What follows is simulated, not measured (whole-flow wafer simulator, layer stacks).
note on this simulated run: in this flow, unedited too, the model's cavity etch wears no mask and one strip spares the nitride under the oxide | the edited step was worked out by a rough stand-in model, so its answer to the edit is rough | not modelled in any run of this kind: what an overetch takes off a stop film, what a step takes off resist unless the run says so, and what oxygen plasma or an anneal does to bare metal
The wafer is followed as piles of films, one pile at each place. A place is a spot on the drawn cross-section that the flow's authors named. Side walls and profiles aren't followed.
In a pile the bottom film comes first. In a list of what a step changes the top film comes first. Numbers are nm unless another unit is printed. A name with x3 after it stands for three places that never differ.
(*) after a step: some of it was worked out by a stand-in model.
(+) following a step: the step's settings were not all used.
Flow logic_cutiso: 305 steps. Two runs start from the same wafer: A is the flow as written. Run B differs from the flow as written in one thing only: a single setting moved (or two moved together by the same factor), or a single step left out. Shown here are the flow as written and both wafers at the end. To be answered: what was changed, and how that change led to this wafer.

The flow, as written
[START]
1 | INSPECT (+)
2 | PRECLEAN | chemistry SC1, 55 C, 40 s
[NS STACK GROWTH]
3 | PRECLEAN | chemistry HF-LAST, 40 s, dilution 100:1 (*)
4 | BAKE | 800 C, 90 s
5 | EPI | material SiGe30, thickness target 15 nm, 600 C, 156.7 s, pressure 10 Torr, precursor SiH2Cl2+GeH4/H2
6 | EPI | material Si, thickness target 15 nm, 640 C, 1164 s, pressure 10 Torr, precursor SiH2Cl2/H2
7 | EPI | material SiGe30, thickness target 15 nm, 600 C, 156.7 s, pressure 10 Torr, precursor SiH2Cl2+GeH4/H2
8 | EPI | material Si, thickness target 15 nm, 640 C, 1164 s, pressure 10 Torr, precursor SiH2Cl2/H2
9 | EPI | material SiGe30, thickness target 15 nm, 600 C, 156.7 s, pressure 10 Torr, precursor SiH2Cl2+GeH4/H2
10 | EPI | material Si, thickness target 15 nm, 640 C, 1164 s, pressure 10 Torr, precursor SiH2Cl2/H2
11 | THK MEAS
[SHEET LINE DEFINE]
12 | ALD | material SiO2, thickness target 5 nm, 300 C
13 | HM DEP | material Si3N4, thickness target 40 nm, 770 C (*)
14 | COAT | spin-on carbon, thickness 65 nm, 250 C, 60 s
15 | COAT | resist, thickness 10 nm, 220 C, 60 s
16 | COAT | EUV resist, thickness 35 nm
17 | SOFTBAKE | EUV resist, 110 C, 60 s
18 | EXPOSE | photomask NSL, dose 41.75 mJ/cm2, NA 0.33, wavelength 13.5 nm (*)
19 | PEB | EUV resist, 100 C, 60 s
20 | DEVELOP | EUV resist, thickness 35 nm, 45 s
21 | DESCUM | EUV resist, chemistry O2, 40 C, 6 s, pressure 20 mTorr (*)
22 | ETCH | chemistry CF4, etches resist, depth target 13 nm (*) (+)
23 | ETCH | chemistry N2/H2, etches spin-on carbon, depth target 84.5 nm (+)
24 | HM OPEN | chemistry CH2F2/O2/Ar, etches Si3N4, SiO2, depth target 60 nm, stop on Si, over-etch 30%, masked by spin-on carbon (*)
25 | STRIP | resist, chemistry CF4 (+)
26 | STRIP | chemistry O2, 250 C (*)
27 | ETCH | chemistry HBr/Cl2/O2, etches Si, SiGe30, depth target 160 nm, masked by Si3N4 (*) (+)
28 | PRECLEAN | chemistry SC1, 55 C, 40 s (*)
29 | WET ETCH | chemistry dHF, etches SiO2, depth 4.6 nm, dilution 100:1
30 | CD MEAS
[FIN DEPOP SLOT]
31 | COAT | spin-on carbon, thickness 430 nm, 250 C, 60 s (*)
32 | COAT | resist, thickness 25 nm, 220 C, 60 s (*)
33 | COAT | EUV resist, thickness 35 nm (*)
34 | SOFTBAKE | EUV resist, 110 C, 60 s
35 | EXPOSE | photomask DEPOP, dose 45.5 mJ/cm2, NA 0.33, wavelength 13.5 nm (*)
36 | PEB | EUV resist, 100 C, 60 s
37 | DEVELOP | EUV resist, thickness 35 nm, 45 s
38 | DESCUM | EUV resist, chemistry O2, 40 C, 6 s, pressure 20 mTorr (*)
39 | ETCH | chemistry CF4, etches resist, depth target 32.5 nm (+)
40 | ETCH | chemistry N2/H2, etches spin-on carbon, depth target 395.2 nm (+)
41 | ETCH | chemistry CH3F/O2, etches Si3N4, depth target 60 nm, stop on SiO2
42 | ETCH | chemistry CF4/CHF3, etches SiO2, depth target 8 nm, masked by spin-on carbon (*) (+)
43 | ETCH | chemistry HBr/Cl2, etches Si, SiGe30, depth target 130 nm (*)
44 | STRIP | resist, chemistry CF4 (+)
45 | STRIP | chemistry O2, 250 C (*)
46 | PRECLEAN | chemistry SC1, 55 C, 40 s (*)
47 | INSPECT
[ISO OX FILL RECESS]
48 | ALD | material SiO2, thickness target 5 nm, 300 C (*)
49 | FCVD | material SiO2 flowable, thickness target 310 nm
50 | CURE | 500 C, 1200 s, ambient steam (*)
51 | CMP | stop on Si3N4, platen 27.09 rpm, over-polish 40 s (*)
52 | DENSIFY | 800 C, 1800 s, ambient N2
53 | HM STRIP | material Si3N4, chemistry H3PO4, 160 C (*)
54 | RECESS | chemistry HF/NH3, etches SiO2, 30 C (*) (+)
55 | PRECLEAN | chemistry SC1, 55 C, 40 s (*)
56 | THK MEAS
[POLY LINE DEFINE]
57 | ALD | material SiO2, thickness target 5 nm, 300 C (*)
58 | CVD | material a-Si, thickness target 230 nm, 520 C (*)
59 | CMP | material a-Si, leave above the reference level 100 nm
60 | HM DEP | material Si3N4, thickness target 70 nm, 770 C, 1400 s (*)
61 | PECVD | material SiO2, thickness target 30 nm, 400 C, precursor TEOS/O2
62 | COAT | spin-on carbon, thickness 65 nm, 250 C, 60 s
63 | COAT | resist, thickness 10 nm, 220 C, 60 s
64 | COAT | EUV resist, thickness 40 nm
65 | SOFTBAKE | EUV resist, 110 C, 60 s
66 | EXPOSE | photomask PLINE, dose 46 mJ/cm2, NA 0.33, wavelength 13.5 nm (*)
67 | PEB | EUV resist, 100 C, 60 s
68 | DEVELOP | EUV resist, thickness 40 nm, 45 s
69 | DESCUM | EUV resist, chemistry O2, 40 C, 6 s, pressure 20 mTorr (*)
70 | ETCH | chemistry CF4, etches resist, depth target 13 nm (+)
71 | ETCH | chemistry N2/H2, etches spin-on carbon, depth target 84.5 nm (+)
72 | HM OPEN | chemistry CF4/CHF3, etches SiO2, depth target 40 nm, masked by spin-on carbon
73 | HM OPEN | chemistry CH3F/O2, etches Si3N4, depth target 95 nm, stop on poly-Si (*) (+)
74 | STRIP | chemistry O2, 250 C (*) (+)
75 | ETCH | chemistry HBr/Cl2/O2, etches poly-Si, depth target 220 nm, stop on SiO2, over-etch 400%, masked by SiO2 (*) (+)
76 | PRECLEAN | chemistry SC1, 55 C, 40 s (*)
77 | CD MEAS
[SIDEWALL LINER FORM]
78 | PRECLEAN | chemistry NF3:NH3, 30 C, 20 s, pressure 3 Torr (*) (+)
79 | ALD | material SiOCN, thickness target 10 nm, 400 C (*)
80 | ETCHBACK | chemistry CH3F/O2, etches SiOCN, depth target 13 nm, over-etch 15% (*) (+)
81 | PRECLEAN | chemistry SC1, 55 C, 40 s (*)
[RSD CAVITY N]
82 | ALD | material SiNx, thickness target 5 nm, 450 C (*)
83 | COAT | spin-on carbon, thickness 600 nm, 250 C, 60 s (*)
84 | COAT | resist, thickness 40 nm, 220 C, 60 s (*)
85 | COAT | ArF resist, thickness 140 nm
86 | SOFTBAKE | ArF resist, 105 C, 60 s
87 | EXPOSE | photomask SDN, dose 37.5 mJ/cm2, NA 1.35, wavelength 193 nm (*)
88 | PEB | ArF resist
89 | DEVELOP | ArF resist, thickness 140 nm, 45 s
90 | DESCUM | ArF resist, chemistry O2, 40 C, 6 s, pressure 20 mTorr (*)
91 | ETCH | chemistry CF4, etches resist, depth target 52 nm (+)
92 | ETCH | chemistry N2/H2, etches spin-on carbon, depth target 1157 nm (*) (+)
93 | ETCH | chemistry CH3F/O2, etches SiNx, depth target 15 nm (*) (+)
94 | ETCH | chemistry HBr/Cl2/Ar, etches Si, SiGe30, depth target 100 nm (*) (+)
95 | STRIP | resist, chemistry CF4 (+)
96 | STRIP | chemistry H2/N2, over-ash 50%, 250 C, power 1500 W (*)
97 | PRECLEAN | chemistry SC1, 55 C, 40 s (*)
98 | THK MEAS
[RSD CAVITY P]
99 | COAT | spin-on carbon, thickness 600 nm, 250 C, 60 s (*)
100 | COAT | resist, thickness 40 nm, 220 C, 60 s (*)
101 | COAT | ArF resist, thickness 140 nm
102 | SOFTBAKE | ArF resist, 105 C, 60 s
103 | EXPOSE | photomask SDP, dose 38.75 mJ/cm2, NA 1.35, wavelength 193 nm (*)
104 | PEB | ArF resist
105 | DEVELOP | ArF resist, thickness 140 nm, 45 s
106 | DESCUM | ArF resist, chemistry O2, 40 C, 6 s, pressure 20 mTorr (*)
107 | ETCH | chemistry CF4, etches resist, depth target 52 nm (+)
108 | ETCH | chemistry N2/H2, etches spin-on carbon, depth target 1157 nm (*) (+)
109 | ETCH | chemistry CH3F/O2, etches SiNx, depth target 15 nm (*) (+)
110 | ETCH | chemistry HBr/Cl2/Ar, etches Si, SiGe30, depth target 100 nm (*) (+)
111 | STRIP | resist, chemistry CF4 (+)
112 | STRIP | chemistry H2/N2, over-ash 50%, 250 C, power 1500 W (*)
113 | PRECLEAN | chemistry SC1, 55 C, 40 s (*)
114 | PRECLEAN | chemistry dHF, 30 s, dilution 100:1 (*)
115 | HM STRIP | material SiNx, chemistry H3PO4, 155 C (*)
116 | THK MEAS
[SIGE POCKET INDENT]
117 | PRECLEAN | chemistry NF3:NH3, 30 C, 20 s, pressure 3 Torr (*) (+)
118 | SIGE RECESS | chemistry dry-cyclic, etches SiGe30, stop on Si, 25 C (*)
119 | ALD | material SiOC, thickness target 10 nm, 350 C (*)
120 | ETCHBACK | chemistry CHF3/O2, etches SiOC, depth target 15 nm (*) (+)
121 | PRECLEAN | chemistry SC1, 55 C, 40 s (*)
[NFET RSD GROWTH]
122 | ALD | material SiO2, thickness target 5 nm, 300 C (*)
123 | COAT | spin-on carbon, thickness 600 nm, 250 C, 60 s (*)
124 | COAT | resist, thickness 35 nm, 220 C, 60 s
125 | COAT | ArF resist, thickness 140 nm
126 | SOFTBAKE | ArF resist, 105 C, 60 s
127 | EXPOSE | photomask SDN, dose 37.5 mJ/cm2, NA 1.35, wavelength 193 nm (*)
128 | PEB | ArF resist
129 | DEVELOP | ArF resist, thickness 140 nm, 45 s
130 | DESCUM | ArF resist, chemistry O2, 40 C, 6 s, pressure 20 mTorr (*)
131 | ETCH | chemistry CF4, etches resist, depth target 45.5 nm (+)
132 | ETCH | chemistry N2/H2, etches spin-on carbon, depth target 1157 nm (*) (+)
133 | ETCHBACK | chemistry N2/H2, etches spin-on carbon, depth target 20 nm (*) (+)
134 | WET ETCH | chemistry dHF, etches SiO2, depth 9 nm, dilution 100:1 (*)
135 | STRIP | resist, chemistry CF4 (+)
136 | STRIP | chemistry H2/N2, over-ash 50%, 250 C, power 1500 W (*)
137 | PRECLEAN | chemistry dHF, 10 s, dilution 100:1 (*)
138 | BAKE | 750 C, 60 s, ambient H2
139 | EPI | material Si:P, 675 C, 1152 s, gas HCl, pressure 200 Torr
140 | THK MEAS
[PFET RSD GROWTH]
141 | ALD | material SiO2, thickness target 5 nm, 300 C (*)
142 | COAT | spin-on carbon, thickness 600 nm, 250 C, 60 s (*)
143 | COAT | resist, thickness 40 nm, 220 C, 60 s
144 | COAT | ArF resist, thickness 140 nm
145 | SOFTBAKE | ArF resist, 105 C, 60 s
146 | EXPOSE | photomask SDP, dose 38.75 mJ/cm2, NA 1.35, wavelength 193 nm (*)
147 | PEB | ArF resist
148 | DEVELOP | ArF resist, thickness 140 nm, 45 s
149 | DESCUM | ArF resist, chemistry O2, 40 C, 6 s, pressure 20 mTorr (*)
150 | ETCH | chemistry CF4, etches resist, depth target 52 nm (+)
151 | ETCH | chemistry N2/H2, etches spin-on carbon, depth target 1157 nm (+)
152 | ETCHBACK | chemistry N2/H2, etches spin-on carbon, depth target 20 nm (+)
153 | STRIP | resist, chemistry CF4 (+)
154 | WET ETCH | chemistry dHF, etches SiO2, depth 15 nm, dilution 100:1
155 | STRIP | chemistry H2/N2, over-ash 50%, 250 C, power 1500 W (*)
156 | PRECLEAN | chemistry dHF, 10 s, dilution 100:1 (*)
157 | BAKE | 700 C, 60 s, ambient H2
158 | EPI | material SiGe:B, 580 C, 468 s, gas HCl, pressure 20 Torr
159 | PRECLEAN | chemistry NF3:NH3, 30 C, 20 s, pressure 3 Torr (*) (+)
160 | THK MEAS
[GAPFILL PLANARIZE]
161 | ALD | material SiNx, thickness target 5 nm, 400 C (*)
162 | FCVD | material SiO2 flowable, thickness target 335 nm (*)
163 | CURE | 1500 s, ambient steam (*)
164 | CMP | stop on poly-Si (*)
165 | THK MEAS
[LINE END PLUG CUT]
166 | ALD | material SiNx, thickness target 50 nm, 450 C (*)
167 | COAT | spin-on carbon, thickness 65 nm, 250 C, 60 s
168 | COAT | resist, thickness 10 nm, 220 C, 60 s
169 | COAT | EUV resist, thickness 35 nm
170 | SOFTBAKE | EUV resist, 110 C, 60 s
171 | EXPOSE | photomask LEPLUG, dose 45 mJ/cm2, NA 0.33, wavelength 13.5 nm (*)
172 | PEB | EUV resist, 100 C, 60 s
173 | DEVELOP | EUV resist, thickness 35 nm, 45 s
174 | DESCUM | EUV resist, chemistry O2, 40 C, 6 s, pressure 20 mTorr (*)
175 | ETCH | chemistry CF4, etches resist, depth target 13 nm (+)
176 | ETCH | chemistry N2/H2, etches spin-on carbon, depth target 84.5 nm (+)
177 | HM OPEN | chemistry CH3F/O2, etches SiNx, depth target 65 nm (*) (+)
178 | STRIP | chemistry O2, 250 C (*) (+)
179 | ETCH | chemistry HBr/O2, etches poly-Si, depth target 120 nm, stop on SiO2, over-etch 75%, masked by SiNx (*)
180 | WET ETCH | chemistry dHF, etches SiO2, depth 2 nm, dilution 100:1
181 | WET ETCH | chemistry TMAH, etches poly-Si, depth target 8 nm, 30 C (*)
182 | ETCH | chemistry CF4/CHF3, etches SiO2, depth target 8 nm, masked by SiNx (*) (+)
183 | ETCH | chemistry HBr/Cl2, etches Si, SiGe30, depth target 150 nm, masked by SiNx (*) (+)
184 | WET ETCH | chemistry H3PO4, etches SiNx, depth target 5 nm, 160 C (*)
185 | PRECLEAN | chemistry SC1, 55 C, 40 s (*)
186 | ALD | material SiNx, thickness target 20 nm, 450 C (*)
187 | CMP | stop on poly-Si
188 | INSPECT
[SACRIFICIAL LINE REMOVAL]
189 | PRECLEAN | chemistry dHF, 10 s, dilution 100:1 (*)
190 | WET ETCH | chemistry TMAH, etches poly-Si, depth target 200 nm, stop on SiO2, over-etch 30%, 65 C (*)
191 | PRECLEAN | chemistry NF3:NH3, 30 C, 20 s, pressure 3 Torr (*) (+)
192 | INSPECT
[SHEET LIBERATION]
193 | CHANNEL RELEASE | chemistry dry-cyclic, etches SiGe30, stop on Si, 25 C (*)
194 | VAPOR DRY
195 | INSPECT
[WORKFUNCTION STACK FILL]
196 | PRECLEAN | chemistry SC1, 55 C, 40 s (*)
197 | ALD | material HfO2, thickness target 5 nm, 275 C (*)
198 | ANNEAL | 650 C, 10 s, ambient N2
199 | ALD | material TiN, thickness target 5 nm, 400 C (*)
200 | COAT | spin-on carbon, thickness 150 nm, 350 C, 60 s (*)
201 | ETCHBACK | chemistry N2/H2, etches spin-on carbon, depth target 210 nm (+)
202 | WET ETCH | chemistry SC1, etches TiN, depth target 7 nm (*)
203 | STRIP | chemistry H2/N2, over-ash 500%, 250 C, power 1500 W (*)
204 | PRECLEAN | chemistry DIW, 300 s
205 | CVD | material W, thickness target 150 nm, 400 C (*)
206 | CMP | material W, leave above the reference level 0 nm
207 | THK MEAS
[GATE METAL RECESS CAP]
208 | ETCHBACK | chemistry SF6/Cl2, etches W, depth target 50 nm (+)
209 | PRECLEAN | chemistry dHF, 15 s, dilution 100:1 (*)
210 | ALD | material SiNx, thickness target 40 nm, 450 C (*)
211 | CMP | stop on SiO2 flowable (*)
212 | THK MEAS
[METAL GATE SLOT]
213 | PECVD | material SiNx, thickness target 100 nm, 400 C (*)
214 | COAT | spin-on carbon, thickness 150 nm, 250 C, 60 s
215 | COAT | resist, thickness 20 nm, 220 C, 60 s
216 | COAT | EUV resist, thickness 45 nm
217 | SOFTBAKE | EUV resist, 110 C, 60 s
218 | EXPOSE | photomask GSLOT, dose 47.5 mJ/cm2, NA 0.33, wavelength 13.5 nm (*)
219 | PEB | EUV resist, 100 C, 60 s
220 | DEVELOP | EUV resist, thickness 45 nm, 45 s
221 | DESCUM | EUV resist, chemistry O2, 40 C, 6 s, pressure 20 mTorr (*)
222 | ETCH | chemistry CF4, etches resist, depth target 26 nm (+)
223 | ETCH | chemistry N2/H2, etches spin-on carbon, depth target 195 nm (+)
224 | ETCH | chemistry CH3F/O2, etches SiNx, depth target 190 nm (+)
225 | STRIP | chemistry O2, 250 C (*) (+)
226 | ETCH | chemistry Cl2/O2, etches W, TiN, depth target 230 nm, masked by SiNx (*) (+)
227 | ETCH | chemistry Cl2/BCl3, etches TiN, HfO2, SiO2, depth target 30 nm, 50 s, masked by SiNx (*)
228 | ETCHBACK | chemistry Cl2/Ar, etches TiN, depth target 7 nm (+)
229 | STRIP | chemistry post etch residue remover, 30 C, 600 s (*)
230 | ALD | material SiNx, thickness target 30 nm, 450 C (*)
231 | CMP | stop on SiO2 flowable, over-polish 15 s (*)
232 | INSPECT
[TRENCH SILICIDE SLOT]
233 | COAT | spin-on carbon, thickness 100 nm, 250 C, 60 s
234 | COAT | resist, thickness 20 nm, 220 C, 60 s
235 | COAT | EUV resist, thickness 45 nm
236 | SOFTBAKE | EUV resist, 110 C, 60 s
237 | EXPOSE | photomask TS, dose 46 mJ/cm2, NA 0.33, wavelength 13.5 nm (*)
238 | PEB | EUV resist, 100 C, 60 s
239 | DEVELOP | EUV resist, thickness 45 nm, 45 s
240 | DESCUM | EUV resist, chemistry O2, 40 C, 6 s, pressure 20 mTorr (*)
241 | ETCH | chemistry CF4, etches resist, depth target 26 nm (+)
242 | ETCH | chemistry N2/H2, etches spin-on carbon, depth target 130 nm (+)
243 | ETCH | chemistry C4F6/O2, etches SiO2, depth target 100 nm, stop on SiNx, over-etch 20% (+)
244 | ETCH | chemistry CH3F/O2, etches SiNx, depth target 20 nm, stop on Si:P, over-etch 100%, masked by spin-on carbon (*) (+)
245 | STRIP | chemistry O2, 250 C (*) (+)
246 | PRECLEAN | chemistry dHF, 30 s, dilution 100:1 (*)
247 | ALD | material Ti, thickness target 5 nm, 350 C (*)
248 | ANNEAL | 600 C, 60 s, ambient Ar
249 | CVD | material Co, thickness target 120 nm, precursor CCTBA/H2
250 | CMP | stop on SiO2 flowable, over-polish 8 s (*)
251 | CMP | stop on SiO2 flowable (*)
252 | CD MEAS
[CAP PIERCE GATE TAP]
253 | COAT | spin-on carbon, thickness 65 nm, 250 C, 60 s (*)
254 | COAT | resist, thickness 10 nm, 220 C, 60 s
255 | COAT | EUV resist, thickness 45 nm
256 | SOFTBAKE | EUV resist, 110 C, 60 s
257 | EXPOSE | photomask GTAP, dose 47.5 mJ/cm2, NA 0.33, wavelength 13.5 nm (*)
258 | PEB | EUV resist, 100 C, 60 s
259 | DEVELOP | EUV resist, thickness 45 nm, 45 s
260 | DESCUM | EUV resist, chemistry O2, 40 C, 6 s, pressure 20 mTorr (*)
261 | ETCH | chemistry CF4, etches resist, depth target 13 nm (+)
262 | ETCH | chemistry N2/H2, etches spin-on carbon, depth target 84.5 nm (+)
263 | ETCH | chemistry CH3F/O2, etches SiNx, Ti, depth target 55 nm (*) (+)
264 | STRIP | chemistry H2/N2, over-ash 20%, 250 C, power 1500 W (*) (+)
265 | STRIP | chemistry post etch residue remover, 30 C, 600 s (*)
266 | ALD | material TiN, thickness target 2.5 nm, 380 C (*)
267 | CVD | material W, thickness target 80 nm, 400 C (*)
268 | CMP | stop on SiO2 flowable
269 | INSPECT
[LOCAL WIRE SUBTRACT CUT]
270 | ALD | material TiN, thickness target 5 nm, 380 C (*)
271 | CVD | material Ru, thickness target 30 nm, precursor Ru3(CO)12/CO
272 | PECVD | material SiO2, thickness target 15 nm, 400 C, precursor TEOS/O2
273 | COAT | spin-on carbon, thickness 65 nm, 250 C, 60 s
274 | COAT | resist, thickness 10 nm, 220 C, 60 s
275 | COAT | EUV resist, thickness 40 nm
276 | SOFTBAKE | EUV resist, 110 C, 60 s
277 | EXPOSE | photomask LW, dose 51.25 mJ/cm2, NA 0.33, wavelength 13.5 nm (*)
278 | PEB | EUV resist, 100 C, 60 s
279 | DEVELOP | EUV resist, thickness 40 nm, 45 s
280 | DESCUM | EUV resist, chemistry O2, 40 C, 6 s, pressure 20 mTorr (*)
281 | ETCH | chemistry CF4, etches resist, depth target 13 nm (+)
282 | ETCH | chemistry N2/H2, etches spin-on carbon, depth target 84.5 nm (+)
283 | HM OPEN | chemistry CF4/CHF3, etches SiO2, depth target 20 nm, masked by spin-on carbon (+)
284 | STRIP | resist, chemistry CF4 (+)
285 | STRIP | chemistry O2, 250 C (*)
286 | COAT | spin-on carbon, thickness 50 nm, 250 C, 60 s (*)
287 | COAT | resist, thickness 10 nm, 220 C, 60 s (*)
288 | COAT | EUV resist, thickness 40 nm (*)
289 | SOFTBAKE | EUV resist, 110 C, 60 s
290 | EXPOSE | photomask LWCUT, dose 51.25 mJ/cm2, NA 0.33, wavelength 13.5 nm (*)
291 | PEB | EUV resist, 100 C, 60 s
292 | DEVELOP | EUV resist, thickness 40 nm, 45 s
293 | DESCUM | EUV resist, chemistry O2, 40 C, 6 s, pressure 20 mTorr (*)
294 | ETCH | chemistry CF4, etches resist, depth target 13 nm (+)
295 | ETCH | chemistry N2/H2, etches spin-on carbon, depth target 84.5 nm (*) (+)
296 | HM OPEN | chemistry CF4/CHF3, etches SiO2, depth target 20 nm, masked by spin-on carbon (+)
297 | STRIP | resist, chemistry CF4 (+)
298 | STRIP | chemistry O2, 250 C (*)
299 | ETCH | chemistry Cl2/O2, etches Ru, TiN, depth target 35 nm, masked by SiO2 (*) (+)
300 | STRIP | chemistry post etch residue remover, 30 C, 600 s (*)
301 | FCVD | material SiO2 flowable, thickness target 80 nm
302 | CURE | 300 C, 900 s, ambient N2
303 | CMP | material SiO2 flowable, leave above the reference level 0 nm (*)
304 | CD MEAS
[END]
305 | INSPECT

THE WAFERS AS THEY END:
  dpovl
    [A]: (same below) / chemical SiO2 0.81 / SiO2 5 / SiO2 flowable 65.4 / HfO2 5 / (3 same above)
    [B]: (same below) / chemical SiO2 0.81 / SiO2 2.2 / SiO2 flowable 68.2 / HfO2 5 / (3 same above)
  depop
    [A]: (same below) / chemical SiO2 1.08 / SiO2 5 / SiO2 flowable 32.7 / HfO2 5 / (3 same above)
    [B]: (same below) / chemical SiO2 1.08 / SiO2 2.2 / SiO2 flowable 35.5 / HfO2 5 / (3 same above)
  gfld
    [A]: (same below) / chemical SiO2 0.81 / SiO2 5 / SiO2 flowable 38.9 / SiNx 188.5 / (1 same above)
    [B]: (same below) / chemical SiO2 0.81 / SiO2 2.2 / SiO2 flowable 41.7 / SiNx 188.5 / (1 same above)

What caused this: step 48, ALD: thickness target 2.2 nm was run, whereas the flow has thickness target 5 nm.
The wafer lets one read it off: dpovl has SiO2 2.2, and step 48 as written asks for 5 nm.

The path from the change to this, step by step:
  48 | ALD | material SiO2, thickness target 5 nm, 300 C (*)
      depop, dpovl, gfld and 19 more: A +5 SiO2 (new film) | B +2.2 SiO2 (new film)
  49 | FCVD | material SiO2 flowable, thickness target 310 nm
      dpovl, nsgap: A +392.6 SiO2 flowable (new film) | B +380.9 SiO2 flowable (new film)
      depop: A +359.9 SiO2 flowable (new film) | B +348.2 SiO2 flowable (new film)
      (also at 2 further places)
  51 | CMP | stop on Si3N4, platen 27.09 rpm, over-polish 40 s (*)
      lnrt, rsdn, tap: A -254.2 SiO2 flowable (all of it), -5 SiO2 (all of it), -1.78 Si3N4 | B -252.7 SiO2 flowable (all of it), -2.2 SiO2 (all of it), -1.78 Si3N4
      gxn, gxp: A -253 SiO2 flowable (all of it), -5 SiO2 (all of it), -1.78 Si3N4 | B -251.5 SiO2 flowable (all of it), -2.2 SiO2 (all of it), -1.78 Si3N4
      (also at 13 further places)
  197 | ALD | material HfO2, thickness target 5 nm, 275 C (*)
      gxf: A +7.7 HfO2 (new film) | B +5 HfO2 (new film)
  199 | ALD | material TiN, thickness target 5 nm, 400 C (*)
      gxf: A +5 TiN (new film) | B +7.64 TiN (new film)
